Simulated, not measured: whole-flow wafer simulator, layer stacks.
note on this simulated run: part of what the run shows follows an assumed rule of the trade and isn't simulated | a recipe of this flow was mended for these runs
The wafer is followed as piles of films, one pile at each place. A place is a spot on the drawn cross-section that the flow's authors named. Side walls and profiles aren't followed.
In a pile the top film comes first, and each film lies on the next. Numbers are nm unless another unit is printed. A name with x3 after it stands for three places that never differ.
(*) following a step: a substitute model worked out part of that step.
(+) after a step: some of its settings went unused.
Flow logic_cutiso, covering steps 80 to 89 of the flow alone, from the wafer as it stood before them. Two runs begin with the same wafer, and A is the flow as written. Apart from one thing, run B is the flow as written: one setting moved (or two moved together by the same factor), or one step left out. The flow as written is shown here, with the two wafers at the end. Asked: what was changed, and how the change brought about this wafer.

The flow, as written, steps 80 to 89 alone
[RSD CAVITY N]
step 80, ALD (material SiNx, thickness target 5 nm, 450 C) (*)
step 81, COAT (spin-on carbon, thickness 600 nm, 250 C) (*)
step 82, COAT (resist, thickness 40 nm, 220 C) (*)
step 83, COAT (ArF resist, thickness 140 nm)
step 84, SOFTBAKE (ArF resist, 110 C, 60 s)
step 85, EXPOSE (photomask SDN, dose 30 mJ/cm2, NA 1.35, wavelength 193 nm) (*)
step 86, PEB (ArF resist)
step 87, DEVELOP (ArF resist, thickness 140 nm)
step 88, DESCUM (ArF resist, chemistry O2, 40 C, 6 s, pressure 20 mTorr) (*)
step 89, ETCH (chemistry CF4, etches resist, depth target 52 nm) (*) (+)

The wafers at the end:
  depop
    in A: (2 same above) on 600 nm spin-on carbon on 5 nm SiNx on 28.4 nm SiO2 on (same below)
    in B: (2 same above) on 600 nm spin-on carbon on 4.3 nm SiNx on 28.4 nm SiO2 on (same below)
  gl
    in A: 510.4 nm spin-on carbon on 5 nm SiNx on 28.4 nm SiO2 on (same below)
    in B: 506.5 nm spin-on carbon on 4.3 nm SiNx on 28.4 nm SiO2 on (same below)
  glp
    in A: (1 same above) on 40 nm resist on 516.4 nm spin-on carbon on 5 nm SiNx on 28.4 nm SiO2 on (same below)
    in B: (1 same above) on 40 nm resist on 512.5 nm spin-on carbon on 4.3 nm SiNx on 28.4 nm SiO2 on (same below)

The reason: step 80, ALD: thickness target 4.3 nm was run, whereas the flow has thickness target 5 nm.
The wafer itself shows it: depop has SiNx 4.3, and step 80 as written asks for 5 nm.

Step by step, how the change led to this:
  step 80, ALD (material SiNx, thickness target 5 nm, 450 C) (*)
      depop, dpovl x3, gfld and 17 more: A SiNx gains 5 (new film) | B SiNx gains 4.3 (new film)
